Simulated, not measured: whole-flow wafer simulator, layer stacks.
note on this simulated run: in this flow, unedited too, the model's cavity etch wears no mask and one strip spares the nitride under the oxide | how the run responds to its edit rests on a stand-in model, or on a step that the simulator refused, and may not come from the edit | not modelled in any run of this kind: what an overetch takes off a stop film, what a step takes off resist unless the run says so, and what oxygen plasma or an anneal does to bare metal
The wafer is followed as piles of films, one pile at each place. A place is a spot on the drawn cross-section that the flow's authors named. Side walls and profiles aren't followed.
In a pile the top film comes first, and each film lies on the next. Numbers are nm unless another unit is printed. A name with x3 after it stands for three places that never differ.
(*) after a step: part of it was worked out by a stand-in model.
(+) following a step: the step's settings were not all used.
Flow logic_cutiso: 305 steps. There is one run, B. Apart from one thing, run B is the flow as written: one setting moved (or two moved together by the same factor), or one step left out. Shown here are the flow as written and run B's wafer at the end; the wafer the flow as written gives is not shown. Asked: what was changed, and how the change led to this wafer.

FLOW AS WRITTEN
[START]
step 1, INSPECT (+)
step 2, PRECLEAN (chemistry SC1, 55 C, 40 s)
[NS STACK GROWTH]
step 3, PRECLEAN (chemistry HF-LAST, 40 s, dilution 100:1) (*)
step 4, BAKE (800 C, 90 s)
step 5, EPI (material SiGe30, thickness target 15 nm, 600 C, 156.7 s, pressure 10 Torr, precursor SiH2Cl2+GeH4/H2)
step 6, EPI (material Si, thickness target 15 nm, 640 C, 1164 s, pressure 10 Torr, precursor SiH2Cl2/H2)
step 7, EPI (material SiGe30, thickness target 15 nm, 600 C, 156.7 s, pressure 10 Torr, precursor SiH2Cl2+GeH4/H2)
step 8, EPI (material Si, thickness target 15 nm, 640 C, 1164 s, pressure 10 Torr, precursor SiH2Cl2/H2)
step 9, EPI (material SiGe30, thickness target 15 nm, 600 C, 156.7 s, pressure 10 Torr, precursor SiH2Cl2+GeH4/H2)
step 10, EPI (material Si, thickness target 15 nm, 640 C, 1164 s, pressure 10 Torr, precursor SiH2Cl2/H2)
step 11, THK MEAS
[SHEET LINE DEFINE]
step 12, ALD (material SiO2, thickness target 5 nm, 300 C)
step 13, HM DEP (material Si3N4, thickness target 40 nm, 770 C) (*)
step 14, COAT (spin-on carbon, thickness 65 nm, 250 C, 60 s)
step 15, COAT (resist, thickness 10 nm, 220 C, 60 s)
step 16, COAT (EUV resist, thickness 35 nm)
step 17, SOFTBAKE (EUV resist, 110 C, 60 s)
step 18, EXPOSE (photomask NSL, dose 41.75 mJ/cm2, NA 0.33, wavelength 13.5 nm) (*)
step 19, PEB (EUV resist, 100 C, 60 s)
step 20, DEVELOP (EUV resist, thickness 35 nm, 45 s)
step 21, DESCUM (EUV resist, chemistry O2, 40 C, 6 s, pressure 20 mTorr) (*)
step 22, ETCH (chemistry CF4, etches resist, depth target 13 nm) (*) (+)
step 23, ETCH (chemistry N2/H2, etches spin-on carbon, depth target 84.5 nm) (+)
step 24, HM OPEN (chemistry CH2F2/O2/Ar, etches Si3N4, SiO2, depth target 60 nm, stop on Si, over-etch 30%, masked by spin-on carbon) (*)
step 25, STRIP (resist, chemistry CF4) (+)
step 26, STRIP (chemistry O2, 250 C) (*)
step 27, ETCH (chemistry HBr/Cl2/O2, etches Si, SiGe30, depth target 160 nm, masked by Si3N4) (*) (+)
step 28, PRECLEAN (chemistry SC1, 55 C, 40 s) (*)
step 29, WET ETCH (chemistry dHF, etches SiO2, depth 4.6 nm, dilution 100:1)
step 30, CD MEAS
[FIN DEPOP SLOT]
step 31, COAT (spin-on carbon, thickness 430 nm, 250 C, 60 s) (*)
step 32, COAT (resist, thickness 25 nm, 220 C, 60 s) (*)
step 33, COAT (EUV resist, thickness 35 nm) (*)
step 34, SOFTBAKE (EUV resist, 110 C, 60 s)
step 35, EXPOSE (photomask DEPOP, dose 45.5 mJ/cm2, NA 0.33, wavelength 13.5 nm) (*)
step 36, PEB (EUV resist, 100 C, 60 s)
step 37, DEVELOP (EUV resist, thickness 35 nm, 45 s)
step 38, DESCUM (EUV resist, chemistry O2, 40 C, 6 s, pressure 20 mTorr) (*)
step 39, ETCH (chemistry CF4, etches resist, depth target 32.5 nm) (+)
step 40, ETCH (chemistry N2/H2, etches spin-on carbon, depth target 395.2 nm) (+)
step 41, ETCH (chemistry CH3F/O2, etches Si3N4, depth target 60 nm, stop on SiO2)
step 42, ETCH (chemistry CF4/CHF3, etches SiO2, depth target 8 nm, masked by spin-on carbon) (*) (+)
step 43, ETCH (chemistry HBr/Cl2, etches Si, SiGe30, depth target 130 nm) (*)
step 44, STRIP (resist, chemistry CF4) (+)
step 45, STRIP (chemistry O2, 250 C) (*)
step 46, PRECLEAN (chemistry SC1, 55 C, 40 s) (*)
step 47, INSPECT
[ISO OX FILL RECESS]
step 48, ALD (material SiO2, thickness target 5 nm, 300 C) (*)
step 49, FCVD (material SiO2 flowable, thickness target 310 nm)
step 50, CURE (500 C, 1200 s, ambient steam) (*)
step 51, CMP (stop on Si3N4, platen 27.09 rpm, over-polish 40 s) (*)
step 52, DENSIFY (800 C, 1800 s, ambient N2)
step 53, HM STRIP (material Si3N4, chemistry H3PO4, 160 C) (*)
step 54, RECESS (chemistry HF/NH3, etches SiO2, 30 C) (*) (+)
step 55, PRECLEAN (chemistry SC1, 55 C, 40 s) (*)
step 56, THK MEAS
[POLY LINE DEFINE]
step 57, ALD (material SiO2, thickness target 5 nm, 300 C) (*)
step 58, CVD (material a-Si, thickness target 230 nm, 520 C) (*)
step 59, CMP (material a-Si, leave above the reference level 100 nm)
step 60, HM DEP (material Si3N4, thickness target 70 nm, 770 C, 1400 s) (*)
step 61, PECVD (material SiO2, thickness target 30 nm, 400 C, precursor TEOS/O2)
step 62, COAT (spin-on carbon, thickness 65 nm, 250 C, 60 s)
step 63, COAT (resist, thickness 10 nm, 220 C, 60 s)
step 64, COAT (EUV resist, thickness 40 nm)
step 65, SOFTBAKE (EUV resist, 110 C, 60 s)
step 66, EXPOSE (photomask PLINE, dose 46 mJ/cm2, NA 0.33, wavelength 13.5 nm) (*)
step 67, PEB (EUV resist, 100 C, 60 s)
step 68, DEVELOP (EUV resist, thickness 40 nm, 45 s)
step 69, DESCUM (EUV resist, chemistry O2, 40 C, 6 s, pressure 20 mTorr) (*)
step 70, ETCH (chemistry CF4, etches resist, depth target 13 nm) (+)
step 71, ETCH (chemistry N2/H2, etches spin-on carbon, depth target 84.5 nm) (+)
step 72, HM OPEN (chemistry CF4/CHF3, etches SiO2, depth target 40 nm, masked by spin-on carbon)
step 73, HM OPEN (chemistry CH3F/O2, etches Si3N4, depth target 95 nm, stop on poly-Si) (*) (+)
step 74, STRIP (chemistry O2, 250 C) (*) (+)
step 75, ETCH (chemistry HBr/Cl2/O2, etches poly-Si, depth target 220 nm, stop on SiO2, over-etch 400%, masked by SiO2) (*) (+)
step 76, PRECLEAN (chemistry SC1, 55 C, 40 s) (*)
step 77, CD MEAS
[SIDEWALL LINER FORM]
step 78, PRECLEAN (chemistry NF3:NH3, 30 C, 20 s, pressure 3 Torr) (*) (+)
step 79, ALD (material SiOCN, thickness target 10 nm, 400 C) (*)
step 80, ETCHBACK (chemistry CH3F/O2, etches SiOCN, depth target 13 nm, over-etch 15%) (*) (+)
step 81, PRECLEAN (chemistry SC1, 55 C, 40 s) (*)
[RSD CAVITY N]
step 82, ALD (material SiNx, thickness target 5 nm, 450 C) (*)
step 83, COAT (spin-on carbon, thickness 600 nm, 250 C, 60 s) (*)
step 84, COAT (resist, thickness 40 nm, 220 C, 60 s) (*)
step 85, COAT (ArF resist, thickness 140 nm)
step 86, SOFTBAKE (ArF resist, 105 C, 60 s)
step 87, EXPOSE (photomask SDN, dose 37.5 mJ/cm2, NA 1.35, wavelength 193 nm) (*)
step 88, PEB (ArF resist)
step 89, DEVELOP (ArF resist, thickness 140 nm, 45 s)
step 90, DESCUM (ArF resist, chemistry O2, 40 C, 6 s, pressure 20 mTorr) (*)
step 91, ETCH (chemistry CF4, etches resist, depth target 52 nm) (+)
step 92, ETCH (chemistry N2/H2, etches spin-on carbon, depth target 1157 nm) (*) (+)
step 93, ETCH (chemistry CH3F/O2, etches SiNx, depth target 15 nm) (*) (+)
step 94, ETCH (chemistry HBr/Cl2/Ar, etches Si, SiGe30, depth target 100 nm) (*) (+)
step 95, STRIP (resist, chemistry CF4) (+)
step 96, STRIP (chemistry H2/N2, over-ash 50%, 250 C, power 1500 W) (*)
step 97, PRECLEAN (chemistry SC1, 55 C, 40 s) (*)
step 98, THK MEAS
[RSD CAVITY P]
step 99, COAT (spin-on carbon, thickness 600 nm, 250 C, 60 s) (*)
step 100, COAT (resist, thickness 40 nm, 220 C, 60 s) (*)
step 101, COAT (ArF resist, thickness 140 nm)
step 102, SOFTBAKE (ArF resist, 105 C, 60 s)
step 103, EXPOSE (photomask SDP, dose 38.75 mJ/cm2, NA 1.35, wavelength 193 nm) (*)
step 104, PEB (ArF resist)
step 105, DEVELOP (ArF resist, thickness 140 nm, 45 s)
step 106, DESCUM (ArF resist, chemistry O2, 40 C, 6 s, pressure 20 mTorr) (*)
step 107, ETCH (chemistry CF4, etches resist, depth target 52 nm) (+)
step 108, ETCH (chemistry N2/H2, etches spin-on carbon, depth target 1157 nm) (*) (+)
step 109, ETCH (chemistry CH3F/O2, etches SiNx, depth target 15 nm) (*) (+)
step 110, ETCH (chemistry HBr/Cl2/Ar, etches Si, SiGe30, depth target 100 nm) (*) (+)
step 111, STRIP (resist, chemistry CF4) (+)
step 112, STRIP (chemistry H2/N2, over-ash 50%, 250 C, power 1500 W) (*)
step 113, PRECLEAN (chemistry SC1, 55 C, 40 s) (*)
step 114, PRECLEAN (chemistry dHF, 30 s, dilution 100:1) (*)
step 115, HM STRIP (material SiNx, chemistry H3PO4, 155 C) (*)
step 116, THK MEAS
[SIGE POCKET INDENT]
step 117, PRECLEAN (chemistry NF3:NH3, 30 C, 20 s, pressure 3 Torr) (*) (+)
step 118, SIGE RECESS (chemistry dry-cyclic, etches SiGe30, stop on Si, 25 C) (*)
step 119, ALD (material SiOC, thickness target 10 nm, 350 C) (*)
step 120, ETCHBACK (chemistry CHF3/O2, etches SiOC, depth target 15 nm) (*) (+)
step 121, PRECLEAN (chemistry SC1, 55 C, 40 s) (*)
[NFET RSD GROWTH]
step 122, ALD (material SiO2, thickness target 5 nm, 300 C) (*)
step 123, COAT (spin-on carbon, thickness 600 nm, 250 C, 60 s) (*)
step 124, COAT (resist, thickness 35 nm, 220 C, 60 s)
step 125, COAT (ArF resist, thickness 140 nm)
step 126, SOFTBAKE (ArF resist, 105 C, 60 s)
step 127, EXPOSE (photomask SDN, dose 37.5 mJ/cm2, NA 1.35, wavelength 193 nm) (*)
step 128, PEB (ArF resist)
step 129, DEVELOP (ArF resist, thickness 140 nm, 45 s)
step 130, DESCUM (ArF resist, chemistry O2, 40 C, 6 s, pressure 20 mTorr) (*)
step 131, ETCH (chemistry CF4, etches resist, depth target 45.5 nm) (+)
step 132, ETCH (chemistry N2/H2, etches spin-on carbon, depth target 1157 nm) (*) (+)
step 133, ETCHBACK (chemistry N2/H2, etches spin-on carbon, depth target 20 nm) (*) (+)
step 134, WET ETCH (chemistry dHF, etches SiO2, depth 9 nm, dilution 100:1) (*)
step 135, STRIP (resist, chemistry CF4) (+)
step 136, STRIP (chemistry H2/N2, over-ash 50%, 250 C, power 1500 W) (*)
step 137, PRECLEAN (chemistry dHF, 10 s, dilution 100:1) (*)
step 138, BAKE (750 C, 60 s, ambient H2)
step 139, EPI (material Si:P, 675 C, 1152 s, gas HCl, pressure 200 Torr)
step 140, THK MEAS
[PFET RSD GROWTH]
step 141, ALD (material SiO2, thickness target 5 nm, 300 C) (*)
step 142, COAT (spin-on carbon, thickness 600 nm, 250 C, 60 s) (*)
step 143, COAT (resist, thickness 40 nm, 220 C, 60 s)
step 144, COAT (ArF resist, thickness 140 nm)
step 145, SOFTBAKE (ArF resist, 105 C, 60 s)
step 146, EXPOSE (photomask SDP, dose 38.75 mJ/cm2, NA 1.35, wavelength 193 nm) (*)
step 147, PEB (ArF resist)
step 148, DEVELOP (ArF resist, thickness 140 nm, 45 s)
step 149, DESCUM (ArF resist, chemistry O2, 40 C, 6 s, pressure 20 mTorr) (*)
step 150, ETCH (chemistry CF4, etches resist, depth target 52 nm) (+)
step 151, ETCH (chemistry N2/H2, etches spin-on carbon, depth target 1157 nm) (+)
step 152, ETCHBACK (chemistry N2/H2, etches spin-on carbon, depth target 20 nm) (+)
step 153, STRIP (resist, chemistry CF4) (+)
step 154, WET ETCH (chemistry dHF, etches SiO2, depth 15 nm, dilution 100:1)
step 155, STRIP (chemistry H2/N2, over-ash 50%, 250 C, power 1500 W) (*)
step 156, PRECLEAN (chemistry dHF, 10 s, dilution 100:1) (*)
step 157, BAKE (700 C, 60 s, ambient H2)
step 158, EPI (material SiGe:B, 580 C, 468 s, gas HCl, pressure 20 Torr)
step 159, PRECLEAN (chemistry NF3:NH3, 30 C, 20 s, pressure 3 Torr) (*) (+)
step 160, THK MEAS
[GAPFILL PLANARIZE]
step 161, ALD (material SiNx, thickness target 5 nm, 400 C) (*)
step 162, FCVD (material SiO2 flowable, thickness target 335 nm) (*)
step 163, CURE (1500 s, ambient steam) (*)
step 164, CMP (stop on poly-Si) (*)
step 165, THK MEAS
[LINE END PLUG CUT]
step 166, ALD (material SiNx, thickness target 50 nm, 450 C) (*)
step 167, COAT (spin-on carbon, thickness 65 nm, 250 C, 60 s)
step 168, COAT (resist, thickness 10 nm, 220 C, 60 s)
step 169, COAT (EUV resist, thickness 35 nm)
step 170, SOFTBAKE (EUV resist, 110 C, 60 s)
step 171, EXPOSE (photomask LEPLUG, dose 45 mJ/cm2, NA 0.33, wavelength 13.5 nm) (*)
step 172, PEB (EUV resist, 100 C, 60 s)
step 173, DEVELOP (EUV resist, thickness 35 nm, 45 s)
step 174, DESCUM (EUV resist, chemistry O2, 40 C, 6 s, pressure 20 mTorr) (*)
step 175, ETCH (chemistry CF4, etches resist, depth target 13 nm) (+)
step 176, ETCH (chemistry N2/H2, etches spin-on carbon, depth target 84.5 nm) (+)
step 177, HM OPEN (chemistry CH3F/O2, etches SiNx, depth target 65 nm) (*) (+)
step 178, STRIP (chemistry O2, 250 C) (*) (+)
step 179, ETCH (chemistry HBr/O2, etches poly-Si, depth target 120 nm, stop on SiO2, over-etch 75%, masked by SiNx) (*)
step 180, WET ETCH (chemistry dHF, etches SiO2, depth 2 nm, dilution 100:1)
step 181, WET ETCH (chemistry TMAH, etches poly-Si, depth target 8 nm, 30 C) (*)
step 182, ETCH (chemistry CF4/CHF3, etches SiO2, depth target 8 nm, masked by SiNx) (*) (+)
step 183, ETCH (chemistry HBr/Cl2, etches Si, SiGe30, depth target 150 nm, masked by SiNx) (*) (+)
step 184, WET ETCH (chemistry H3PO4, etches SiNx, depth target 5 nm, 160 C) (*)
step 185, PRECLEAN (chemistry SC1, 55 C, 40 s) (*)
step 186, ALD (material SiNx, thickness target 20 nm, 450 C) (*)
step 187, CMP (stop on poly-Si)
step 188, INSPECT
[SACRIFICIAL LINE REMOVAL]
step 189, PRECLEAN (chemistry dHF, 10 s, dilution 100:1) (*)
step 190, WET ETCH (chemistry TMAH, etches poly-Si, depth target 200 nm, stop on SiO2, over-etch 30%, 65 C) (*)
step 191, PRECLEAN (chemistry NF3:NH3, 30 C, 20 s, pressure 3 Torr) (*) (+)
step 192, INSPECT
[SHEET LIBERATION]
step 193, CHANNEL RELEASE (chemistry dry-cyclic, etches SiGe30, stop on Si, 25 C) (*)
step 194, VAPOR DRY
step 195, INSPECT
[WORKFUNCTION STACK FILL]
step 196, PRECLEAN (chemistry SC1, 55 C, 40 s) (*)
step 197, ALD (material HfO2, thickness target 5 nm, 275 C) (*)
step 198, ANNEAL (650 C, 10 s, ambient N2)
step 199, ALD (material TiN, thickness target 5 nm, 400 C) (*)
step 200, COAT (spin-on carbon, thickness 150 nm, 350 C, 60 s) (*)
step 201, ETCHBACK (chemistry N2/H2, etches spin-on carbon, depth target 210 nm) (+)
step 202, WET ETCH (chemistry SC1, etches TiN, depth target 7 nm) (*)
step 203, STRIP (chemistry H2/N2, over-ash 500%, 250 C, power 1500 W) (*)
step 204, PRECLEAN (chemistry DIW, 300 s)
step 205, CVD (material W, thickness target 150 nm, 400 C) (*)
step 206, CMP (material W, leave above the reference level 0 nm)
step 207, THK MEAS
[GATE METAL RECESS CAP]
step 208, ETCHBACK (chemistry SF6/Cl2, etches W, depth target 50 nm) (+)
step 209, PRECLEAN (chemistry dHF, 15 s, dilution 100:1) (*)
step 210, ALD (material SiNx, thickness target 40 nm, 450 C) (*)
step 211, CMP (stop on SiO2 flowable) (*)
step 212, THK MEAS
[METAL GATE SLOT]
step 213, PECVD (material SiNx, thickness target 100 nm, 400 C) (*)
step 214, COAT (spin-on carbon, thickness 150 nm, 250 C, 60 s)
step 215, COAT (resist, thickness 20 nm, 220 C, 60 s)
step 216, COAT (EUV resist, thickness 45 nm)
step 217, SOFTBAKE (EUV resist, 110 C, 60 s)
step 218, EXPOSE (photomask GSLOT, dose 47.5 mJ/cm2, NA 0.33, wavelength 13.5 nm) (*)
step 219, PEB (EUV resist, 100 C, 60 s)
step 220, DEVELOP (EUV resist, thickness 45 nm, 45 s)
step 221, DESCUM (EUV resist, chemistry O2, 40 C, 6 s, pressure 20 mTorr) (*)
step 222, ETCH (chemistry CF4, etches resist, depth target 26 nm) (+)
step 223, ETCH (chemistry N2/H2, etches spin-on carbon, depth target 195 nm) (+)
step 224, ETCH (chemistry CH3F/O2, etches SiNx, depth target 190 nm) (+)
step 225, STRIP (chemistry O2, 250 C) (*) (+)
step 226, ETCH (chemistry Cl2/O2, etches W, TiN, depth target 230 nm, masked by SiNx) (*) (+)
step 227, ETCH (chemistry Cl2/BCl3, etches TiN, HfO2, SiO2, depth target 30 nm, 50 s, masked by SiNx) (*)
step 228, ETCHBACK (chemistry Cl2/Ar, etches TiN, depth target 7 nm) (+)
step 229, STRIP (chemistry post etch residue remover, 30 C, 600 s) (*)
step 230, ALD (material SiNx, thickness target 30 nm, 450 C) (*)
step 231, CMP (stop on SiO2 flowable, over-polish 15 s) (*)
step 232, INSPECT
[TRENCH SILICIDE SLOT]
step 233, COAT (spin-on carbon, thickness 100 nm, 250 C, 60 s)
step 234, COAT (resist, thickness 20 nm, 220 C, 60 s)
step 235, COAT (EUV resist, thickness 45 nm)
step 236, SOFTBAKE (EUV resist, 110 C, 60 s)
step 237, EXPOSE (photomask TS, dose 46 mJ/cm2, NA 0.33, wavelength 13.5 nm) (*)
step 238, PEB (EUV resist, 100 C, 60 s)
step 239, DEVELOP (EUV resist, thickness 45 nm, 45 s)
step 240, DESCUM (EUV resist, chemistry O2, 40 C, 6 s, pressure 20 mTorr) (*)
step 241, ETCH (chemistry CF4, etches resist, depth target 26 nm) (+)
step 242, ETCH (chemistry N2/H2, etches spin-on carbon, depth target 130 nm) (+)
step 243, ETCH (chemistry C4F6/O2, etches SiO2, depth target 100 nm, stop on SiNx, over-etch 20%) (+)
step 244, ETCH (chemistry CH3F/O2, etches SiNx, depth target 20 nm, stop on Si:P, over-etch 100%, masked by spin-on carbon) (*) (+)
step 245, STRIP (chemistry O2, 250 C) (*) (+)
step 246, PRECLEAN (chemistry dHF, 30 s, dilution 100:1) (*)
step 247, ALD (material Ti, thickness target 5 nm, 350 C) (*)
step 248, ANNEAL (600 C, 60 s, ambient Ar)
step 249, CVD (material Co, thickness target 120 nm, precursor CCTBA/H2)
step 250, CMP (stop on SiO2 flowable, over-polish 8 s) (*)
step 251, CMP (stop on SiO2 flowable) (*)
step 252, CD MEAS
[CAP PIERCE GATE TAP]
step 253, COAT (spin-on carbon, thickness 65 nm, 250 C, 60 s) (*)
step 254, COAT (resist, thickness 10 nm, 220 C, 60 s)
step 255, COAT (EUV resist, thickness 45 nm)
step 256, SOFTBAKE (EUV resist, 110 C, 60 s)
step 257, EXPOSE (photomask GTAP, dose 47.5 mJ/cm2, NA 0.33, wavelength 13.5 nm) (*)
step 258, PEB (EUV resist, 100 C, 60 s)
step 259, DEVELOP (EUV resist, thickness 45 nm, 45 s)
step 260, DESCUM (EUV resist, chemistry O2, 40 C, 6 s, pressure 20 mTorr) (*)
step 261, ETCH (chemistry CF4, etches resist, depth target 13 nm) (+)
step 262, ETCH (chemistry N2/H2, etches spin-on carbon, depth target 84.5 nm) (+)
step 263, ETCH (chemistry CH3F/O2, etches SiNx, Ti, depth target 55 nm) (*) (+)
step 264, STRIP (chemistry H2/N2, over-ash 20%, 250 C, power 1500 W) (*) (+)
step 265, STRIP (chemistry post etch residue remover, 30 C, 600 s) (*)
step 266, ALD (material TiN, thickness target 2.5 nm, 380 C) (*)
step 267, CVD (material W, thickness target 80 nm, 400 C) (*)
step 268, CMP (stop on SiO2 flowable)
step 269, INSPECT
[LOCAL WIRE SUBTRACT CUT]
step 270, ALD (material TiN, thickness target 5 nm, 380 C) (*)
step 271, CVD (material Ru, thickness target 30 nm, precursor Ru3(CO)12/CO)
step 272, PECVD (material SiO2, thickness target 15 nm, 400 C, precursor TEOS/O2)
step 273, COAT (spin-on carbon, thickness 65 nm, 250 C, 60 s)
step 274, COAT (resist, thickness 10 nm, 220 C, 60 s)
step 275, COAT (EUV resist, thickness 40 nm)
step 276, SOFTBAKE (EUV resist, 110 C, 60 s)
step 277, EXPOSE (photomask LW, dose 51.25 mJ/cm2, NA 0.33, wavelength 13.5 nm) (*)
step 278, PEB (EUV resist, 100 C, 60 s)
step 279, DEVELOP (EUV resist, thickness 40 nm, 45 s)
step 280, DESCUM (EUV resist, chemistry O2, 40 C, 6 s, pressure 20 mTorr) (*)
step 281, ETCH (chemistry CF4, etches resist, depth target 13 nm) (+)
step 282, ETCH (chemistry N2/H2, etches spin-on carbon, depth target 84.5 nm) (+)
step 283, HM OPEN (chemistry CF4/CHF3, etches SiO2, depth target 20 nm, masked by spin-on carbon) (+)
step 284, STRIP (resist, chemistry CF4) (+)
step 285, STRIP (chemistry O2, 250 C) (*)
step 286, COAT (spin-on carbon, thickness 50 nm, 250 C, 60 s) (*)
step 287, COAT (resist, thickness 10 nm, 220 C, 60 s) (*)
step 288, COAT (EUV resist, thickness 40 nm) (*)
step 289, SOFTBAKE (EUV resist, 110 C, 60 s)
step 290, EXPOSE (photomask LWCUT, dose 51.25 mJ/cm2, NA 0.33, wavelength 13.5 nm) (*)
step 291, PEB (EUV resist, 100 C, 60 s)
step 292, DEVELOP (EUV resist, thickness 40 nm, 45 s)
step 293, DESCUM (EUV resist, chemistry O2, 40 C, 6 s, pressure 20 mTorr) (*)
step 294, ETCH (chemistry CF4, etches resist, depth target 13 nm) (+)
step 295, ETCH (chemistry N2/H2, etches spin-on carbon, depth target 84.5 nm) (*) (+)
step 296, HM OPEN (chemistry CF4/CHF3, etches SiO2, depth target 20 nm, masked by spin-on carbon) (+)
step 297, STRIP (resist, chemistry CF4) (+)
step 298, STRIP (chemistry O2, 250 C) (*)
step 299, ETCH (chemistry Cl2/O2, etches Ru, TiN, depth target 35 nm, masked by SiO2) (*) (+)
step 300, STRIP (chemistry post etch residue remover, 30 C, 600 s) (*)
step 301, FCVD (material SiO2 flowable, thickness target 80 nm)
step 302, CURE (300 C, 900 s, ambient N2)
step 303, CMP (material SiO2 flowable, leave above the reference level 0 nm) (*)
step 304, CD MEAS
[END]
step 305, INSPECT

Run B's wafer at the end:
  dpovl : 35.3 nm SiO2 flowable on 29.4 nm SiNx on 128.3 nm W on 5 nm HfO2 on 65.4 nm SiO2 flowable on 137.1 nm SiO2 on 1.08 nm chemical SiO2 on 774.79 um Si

What caused this: step 40, ETCH: depth target 573 nm was run, whereas the flow has depth target 395.2 nm.

The path from the change to this, step by step:
  step 40, ETCH (chemistry N2/H2, etches spin-on carbon, depth target 395.2 nm) (+)
      dpovl: spin-on carbon loses 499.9 (all of it) (it would be, as written: spin-on carbon loses 395.2)
      gfld, gl, glp and 17 more: EUV resist loses 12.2 (all of it), resist loses 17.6 (it would be, as written: EUV resist loses 12.2 (all of it), resist loses 13.9)
      (also at 1 further place)
  step 41, ETCH (chemistry CH3F/O2, etches Si3N4, depth target 60 nm, stop on SiO2)
      dpovl: Si loses 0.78 (it would be, as written: spin-on carbon loses 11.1)
      depop: Si3N4 loses 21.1 (all of it), SiO2 loses 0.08 (it would be, as written: Si3N4 loses 22.2 (all of it), SiO2 loses 0.08)
  step 42, ETCH (chemistry CF4/CHF3, etches SiO2, depth target 8 nm, masked by spin-on carbon) (*) (+)
      dpovl: Si loses 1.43 (it would be, as written: spin-on carbon loses 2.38)
      gfld: resist loses 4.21 (all of it), spin-on carbon loses 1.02 (it would be, as written: resist loses 7.38)
      (also at 19 further places)
  step 43, ETCH (chemistry HBr/Cl2, etches Si, SiGe30, depth target 130 nm) (*)
      dpovl: Si loses 130 (it would be, as written: spin-on carbon loses 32)
  step 45, STRIP (chemistry O2, 250 C) (*)
      dpovl: chemical SiO2 gains 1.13 (new film), Si loses 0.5 (it would be, as written: chemical SiO2 gains 0.82 (new film), spin-on carbon loses 59.3 (all of it), Si loses 0.36)
  step 48, ALD (material SiO2, thickness target 5 nm, 300 C) (*)
      dpovl: SiO2 gains 137.1 (new film) (it would be, as written: SiO2 gains 5 (new film))
  step 52, DENSIFY (800 C, 1800 s, ambient N2)
      nsgap: SiO2 flowable loses 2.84 (it would be, as written: SiO2 flowable loses 2.13)
